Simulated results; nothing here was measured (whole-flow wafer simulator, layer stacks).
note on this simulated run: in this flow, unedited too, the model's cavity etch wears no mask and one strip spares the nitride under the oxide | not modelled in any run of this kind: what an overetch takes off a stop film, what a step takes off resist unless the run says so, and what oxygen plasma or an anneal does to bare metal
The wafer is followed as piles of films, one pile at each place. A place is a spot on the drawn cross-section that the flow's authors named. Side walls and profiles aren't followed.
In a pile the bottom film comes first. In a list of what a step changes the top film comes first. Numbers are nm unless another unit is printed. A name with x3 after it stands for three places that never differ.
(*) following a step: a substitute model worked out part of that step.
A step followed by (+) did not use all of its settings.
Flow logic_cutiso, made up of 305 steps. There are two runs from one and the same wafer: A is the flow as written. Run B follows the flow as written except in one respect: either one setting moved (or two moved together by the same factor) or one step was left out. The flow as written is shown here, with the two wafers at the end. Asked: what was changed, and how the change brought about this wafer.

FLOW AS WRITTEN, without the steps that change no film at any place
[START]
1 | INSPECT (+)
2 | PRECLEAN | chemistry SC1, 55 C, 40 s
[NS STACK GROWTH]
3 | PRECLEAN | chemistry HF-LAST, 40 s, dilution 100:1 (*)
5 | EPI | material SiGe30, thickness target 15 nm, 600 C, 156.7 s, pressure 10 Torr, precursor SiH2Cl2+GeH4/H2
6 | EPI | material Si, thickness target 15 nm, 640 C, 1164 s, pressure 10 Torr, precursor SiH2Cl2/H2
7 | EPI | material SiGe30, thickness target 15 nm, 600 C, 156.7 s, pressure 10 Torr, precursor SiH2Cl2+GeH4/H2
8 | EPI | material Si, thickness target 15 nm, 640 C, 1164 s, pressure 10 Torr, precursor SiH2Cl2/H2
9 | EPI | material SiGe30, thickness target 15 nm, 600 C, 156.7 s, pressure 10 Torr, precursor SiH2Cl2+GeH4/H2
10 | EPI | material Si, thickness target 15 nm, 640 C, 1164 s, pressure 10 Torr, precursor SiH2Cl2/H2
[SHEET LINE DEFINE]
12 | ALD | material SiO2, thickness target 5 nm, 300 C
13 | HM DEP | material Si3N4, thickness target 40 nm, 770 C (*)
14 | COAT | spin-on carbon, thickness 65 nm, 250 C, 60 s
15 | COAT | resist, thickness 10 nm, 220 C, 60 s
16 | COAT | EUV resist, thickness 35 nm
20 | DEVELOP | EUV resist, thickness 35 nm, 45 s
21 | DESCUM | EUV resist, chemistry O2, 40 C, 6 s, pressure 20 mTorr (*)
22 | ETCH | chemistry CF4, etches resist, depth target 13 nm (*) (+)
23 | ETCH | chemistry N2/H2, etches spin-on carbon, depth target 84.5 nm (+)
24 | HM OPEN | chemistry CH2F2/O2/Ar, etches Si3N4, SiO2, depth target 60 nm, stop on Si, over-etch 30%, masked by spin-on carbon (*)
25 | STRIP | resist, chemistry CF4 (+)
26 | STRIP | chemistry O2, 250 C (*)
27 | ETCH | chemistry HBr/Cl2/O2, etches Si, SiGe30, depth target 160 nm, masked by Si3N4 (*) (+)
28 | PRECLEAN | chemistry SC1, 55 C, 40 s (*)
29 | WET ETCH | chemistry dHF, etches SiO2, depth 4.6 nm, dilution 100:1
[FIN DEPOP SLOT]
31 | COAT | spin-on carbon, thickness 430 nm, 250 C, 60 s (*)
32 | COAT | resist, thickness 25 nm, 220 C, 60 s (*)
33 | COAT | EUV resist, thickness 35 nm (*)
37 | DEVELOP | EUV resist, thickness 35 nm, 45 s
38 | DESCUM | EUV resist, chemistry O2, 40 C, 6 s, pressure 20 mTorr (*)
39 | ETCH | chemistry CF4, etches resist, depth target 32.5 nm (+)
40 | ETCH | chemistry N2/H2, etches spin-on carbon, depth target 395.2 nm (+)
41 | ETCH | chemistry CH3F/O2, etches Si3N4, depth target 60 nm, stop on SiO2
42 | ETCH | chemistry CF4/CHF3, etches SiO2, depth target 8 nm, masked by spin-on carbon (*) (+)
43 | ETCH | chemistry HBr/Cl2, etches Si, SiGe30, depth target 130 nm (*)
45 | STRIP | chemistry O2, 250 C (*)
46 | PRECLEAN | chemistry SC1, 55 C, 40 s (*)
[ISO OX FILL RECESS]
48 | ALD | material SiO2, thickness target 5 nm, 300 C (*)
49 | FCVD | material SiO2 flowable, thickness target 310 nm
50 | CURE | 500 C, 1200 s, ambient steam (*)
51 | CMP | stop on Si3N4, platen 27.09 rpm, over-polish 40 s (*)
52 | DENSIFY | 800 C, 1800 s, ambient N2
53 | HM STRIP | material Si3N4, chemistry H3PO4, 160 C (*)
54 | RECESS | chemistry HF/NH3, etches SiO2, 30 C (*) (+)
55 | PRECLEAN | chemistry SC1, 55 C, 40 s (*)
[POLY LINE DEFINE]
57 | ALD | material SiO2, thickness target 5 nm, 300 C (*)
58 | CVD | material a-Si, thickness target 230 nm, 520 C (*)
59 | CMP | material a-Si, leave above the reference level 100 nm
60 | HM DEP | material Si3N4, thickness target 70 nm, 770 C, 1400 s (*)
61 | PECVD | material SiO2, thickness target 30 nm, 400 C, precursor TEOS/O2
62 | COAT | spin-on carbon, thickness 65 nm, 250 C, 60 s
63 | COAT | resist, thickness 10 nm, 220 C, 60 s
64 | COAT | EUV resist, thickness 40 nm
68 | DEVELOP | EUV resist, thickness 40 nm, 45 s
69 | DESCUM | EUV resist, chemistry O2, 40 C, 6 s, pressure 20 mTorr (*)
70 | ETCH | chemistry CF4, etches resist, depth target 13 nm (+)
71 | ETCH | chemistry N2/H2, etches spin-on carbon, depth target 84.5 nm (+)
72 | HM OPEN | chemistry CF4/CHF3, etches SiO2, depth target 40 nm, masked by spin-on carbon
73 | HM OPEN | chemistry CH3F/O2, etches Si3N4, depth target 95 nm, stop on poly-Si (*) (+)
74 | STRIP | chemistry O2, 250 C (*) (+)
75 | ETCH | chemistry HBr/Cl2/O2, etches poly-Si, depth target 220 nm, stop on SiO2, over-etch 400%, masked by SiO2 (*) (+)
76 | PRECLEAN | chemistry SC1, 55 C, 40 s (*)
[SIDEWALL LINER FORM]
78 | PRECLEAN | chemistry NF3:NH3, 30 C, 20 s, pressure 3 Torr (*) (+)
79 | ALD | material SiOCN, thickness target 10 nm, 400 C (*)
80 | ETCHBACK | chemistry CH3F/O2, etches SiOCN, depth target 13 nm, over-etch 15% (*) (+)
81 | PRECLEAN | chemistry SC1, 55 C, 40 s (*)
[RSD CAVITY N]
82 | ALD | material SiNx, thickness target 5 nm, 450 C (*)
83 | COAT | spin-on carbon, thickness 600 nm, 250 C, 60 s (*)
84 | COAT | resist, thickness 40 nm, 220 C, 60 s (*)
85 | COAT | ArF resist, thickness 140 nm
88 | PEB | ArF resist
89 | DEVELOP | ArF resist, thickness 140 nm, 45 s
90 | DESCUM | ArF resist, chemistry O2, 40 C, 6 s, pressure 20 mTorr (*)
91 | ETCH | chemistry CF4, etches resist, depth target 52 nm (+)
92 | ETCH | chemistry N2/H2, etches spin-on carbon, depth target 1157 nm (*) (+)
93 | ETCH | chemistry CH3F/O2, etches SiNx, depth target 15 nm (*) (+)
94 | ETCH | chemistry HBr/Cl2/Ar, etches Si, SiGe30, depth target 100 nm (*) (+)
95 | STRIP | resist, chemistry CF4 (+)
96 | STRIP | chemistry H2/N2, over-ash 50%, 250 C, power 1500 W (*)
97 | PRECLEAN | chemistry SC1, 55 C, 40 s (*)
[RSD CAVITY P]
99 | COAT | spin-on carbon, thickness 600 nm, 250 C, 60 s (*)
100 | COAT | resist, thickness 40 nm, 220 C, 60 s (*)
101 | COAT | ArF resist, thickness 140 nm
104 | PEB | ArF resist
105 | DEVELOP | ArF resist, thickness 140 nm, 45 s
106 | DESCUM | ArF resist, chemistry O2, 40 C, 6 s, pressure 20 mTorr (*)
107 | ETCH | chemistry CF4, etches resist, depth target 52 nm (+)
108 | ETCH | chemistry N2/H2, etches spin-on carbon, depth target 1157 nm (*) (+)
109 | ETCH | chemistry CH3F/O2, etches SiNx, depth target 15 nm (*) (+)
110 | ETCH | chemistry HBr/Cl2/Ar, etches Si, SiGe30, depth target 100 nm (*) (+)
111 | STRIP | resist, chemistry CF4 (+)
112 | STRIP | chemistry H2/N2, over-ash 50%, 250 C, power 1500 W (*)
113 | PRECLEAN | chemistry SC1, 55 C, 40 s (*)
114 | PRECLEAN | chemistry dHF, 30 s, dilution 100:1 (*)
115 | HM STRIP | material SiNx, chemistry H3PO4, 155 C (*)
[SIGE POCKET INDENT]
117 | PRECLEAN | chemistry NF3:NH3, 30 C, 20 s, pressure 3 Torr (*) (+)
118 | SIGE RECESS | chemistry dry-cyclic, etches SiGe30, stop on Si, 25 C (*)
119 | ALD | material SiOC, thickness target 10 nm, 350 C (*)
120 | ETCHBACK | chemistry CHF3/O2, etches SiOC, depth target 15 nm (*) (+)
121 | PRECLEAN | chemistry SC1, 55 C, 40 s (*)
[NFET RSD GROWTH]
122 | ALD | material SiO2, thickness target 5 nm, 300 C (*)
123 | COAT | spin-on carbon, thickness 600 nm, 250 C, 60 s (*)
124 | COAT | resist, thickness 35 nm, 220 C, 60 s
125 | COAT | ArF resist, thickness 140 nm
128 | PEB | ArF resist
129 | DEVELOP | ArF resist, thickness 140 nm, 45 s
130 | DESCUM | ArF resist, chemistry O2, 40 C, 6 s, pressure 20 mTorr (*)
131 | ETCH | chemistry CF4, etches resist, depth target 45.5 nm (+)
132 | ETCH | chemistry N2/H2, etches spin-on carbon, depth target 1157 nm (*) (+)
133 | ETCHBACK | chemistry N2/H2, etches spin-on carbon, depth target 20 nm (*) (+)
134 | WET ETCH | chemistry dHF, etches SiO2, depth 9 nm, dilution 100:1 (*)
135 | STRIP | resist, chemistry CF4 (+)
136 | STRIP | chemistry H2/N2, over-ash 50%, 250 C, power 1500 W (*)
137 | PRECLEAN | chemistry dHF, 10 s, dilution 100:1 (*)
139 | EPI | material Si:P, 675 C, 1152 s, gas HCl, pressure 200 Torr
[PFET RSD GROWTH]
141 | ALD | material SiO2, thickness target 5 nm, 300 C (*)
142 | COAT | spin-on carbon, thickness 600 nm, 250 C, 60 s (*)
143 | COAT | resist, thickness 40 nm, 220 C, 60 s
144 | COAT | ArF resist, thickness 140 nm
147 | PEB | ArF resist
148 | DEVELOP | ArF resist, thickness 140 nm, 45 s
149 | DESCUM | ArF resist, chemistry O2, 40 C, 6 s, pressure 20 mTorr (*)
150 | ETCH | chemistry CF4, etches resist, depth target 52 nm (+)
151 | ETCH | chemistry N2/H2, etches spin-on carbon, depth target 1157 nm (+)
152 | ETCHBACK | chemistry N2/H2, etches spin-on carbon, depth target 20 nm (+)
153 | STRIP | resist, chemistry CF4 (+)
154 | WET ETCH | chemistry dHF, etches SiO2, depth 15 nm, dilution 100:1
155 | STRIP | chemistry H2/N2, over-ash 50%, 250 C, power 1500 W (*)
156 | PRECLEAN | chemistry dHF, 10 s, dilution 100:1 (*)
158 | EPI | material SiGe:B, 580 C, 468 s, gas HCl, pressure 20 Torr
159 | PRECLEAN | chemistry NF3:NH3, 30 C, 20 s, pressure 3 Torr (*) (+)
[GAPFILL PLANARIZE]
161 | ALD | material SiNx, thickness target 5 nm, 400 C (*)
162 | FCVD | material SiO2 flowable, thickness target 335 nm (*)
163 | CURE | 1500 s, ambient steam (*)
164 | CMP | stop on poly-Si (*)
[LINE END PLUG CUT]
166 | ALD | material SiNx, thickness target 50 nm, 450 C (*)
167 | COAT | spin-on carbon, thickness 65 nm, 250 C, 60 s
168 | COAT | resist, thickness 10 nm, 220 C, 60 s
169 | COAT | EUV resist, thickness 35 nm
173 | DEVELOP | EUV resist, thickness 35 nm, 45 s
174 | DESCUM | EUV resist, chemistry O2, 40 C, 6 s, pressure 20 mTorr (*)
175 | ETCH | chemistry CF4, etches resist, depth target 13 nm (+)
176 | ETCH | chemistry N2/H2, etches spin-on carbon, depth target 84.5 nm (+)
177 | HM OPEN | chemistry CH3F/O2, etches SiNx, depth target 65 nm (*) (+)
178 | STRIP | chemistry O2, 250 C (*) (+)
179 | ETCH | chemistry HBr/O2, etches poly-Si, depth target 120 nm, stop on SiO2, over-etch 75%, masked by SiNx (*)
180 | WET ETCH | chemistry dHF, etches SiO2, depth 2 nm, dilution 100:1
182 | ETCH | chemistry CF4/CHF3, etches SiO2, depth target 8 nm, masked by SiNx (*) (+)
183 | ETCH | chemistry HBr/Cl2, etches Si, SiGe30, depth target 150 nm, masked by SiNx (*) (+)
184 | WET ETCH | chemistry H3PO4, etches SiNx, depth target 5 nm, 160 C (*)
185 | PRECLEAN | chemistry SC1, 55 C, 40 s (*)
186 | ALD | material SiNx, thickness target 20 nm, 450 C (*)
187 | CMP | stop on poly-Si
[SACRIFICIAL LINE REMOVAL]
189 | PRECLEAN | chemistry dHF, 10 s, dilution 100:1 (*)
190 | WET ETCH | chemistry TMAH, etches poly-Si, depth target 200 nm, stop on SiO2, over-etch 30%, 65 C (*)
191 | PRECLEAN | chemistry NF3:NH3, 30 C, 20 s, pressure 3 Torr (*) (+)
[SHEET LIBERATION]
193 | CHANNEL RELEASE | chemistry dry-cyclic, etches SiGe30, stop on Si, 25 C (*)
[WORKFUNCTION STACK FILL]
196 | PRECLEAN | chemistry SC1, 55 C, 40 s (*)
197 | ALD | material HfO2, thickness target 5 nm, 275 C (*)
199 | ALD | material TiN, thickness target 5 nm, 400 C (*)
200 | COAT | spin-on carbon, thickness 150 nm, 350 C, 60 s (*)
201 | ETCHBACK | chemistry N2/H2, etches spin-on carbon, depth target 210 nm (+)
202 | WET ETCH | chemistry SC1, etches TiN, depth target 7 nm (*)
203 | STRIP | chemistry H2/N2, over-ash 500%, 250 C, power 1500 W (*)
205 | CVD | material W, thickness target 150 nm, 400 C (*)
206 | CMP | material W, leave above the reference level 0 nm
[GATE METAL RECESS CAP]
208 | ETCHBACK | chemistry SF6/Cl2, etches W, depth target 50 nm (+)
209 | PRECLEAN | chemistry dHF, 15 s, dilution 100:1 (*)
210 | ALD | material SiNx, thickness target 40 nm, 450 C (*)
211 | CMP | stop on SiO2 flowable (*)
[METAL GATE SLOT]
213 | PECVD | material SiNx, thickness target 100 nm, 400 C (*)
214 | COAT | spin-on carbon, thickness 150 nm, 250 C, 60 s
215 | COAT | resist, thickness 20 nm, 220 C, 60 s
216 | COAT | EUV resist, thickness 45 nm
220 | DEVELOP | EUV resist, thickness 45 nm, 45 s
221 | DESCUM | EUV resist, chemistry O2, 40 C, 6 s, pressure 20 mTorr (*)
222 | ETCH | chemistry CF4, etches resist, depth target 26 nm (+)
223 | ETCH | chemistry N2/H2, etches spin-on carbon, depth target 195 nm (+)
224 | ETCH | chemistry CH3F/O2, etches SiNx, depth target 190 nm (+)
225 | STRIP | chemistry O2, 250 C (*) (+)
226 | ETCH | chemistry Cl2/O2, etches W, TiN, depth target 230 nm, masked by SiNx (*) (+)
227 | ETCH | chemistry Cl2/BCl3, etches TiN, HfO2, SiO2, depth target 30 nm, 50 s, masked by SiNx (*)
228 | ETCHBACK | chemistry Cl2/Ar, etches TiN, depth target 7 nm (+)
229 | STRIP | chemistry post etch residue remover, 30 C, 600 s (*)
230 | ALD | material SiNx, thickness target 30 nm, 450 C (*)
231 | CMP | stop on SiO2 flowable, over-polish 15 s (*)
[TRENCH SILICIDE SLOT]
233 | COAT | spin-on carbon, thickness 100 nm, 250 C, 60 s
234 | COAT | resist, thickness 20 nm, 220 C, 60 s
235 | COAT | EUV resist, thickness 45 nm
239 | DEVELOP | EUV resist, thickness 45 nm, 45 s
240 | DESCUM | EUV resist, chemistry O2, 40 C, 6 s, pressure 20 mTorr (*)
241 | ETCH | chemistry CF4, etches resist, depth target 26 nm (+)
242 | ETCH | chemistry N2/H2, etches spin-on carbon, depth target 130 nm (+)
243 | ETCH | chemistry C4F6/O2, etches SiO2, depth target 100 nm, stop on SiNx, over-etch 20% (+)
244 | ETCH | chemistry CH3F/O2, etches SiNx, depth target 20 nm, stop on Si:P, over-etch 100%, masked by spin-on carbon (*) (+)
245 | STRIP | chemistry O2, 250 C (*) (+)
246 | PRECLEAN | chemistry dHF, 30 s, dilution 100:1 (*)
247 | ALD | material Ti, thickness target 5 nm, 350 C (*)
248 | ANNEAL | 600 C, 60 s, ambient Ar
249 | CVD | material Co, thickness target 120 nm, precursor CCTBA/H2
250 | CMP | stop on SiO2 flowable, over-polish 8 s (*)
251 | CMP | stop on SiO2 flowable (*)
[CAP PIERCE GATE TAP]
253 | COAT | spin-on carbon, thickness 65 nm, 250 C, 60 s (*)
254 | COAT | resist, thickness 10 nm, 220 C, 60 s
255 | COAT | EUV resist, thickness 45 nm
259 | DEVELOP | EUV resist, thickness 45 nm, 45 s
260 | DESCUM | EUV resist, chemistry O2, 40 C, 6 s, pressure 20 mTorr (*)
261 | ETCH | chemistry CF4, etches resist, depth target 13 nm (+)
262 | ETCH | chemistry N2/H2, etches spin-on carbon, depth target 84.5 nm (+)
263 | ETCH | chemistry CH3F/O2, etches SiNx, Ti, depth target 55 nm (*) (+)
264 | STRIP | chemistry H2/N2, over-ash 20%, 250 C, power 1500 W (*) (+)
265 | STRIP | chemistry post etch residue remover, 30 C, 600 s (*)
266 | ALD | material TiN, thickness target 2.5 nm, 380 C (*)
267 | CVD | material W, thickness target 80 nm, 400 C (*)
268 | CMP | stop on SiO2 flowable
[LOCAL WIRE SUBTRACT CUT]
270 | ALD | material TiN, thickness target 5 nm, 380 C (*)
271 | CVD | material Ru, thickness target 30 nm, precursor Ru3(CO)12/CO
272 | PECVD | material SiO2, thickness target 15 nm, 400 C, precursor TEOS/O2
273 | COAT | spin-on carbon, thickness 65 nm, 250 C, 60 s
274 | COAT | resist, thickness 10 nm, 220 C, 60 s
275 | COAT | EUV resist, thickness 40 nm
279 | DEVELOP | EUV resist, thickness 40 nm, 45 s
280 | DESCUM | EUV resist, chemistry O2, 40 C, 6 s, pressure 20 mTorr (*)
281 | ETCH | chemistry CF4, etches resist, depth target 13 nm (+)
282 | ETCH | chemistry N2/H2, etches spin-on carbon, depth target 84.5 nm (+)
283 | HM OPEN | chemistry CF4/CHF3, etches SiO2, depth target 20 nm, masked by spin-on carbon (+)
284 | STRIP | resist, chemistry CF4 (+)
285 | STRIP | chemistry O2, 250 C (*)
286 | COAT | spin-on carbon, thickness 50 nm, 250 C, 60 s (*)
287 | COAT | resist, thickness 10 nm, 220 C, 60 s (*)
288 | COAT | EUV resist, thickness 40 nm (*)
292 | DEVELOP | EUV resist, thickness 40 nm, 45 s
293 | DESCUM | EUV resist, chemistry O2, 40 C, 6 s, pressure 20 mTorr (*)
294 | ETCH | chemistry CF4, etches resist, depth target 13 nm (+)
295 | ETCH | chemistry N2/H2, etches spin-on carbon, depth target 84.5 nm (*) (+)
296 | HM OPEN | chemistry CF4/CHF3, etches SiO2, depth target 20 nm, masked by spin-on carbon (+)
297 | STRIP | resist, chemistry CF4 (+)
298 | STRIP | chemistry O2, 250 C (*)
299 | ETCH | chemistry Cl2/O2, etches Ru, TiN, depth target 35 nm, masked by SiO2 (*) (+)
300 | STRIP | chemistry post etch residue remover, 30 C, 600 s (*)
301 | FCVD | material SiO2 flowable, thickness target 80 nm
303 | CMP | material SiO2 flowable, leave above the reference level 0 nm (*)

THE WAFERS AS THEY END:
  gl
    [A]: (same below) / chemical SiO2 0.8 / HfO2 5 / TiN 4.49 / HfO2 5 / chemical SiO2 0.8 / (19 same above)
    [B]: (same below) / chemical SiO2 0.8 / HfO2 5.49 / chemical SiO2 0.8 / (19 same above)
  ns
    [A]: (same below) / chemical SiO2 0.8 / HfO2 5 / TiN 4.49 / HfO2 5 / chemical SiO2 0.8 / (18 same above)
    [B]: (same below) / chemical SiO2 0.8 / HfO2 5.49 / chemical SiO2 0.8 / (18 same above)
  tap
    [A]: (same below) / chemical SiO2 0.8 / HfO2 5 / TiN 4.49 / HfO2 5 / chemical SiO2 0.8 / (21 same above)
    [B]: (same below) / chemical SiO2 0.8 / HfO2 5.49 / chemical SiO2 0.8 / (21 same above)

What caused this: step 5, EPI: thickness target 6 nm was run, whereas the flow has thickness target 15 nm; step 5, EPI: 62.7 s was run, where the flow has 156.7 s.

The path from the change to this, step by step:
  5 | EPI | material SiGe30, thickness target 15 nm, 600 C, 156.7 s, pressure 10 Torr, precursor SiH2Cl2+GeH4/H2
      depop, dpovl, gfld and 19 more: A +15 SiGe30 (new film) | B +6 SiGe30 (new film)
  27 | ETCH | chemistry HBr/Cl2/O2, etches Si, SiGe30, depth target 160 nm, masked by Si3N4 (*) (+)
      gfld, gxf, iso, lnri: A -0.79 chemical SiO2 (all of it), -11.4 Si (all of it), -15 SiGe30 (all of it), -15 Si (all of it), -15 SiGe30 (all of it), -15 Si (all of it), -15 SiGe30 (all of it), -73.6 Si | B -0.79 chemical SiO2 (all of it), -11.4 Si (all of it), -15 SiGe30 (all of it), -15 Si (all of it), -15 SiGe30 (all of it), -15 Si (all of it), -6 SiGe30 (all of it), -82.6 Si
      dpovl, nsgap: A -0.79 chemical SiO2 (all of it), -11.8 Si (all of it), -15 SiGe30 (all of it), -15 Si (all of it), -15 SiGe30 (all of it), -15 Si (all of it), -15 SiGe30 (all of it), -73.2 Si | B -0.79 chemical SiO2 (all of it), -11.8 Si (all of it), -15 SiGe30 (all of it), -15 Si (all of it), -15 SiGe30 (all of it), -15 Si (all of it), -6 SiGe30 (all of it), -82.2 Si
      (and at 1 other place as well)
  43 | ETCH | chemistry HBr/Cl2, etches Si, SiGe30, depth target 130 nm (*)
      depop: A -14 Si (all of it), -15 SiGe30 (all of it), -15 Si (all of it), -15 SiGe30 (all of it), -15 Si (all of it), -15 SiGe30 (all of it), -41 Si | B -14 Si (all of it), -15 SiGe30 (all of it), -15 Si (all of it), -15 SiGe30 (all of it), -15 Si (all of it), -6 SiGe30 (all of it), -50 Si
  94 | ETCH | chemistry HBr/Cl2/Ar, etches Si, SiGe30, depth target 100 nm (*) (+)
      rsdn, rsdx: A -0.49 chemical SiO2 (all of it), -12.8 Si (all of it), -15 SiGe30 (all of it), -15 Si (all of it), -15 SiGe30 (all of it), -15 Si (all of it), -15 SiGe30 (all of it), -12.2 Si | B -0.49 chemical SiO2 (all of it), -12.8 Si (all of it), -15 SiGe30 (all of it), -15 Si (all of it), -15 SiGe30 (all of it), -15 Si (all of it), -6 SiGe30 (all of it), -21.2 Si
  110 | ETCH | chemistry HBr/Cl2/Ar, etches Si, SiGe30, depth target 100 nm (*) (+)
      rsdp, rsdw: A -0.49 chemical SiO2 (all of it), -12.8 Si (all of it), -15 SiGe30 (all of it), -15 Si (all of it), -15 SiGe30 (all of it), -15 Si (all of it), -15 SiGe30 (all of it), -12.2 Si | B -0.49 chemical SiO2 (all of it), -12.8 Si (all of it), -15 SiGe30 (all of it), -15 Si (all of it), -15 SiGe30 (all of it), -15 Si (all of it), -6 SiGe30 (all of it), -21.2 Si
  118 | SIGE RECESS | chemistry dry-cyclic, etches SiGe30, stop on Si, 25 C (*)
      lnr, lnrp, lnrt: A -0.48 SiOCN, -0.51 Si, +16 cavity (new film), -15 SiGe30 (all of it), -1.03 Si, +16 cavity (new film), -15 SiGe30 (all of it), -1.03 Si, +16 cavity (new film), -15 SiGe30 (all of it), -0.51 Si | B -0.48 SiOCN, -0.51 Si, +16 cavity (new film), -15 SiGe30 (all of it), -1.03 Si, +16 cavity (new film), -15 SiGe30 (all of it), -1.03 Si, +7.03 cavity (new film), -6 SiGe30 (all of it), -0.51 Si
  119 | ALD | material SiOC, thickness target 10 nm, 350 C (*)
      lnr, lnrp, lnrt: A +10 SiOC (new film), +16 SiOC (new film), -16 cavity (all of it), +16 SiOC (new film), -16 cavity (all of it), +16 SiOC (new film), -16 cavity (all of it) | B +10 SiOC (new film), +16 SiOC (new film), -16 cavity (all of it), +16 SiOC (new film), -16 cavity (all of it), +7.03 SiOC (new film), -7.03 cavity (all of it)
  183 | ETCH | chemistry HBr/Cl2, etches Si, SiGe30, depth target 150 nm, masked by SiNx (*) (+)
      plug: A -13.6 Si (all of it), -15 SiGe30 (all of it), -15 Si (all of it), -15 SiGe30 (all of it), -15 Si (all of it), -15 SiGe30 (all of it), -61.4 Si | B -13.6 Si (all of it), -15 SiGe30 (all of it), -15 Si (all of it), -15 SiGe30 (all of it), -15 Si (all of it), -6 SiGe30 (all of it), -70.4 Si
  193 | CHANNEL RELEASE | chemistry dry-cyclic, etches SiGe30, stop on Si, 25 C (*)
      gl, glp, gxn, gxp, ns, tap: A +0.8 chemical SiO2 (new film), -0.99 Si, +0.8 chemical SiO2 (new film), +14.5 cavity (new film), +0.8 chemical SiO2 (new film), -15 SiGe30 (all of it), -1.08 Si, +0.8 chemical SiO2 (new film), +14.5 cavity (new film), +0.8 chemical SiO2 (new film), -15 SiGe30 (all of it), -1.08 Si, +0.8 chemical SiO2 (new film), +14.5 cavity (new film), +0.8 chemical SiO2 (new film), -15 SiGe30 (all of it), -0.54 Si | B +0.8 chemical SiO2 (new film), -0.99 Si, +0.8 chemical SiO2 (new film), +14.5 cavity (new film), +0.8 chemical SiO2 (new film), -15 SiGe30 (all of it), -1.08 Si, +0.8 chemical SiO2 (new film), +14.5 cavity (new film), +0.8 chemical SiO2 (new film), -15 SiGe30 (all of it), -1.08 Si, +0.8 chemical SiO2 (new film), +5.49 cavity (new film), +0.8 chemical SiO2 (new film), -6 SiGe30 (all of it), -0.54 Si
  197 | ALD | material HfO2, thickness target 5 nm, 275 C (*)
      gl, glp, gxn, gxp, ns, tap: A +5 HfO2 (new film), +5 HfO2 (new film), -10 cavity, +5 HfO2 (new film), +5 HfO2 (new film), -10 cavity, +5 HfO2 (new film), +5 HfO2 (new film), -10 cavity, +5 HfO2 (new film) | B +5 HfO2 (new film), +5 HfO2 (new film), -10 cavity, +5 HfO2 (new film), +5 HfO2 (new film), -10 cavity, +5 HfO2 (new film), +5.49 HfO2 (new film), -5.49 cavity (all of it)
  199 | ALD | material TiN, thickness target 5 nm, 400 C (*)
      gl, glp, tap: A +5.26 TiN (new film), +4.49 TiN (new film), -4.49 cavity (all of it), +4.49 TiN (new film), -4.49 cavity (all of it), +4.49 TiN (new film), -4.49 cavity (all of it) | B +5.26 TiN (new film), +4.49 TiN (new film), -4.49 cavity (all of it), +4.49 TiN (new film), -4.49 cavity (all of it)
      gxn, gxp, ns: A +5 TiN (new film), +4.49 TiN (new film), -4.49 cavity (all of it), +4.49 TiN (new film), -4.49 cavity (all of it), +4.49 TiN (new film), -4.49 cavity (all of it) | B +5 TiN (new film), +4.49 TiN (new film), -4.49 cavity (all of it), +4.49 TiN (new film), -4.49 cavity (all of it)
If metal films that touch count as one body, gl has 3 bodies (between them, from the top down: HfO2 5 / chemical SiO2 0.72 / Si 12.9 / chemical SiO2 0.8 / HfO2 5; HfO2 5 / chemical SiO2 0.8 / Si 13.9 / chemical SiO2 0.8 / HfO2 5); the flow as written gives 4 bodies (between them, from the top down: HfO2 5 / chemical SiO2 0.72 / Si 12.9 / chemical SiO2 0.8 / HfO2 5; HfO2 5 / chemical SiO2 0.8 / Si 13.9 / chemical SiO2 0.8 / HfO2 5; HfO2 5 / chemical SiO2 0.8 / Si 13.9 / chemical SiO2 0.8 / HfO2 5).
If metal films that touch count as one body, ns has 3 bodies (between them, from the top down: HfO2 5 / chemical SiO2 0.72 / Si 12.9 / chemical SiO2 0.8 / HfO2 5; HfO2 5 / chemical SiO2 0.8 / Si 13.9 / chemical SiO2 0.8 / HfO2 5); the flow as written gives 4 bodies (between them, from the top down: HfO2 5 / chemical SiO2 0.72 / Si 12.9 / chemical SiO2 0.8 / HfO2 5; HfO2 5 / chemical SiO2 0.8 / Si 13.9 / chemical SiO2 0.8 / HfO2 5; HfO2 5 / chemical SiO2 0.8 / Si 13.9 / chemical SiO2 0.8 / HfO2 5).
If metal films that touch count as one body, tap has 3 bodies (between them, from the top down: HfO2 5 / chemical SiO2 0.72 / Si 12.9 / chemical SiO2 0.8 / HfO2 5; HfO2 5 / chemical SiO2 0.8 / Si 13.9 / chemical SiO2 0.8 / HfO2 5); the flow as written gives 4 bodies (between them, from the top down: HfO2 5 / chemical SiO2 0.72 / Si 12.9 / chemical SiO2 0.8 / HfO2 5; HfO2 5 / chemical SiO2 0.8 / Si 13.9 / chemical SiO2 0.8 / HfO2 5; HfO2 5 / chemical SiO2 0.8 / Si 13.9 / chemical SiO2 0.8 / HfO2 5).
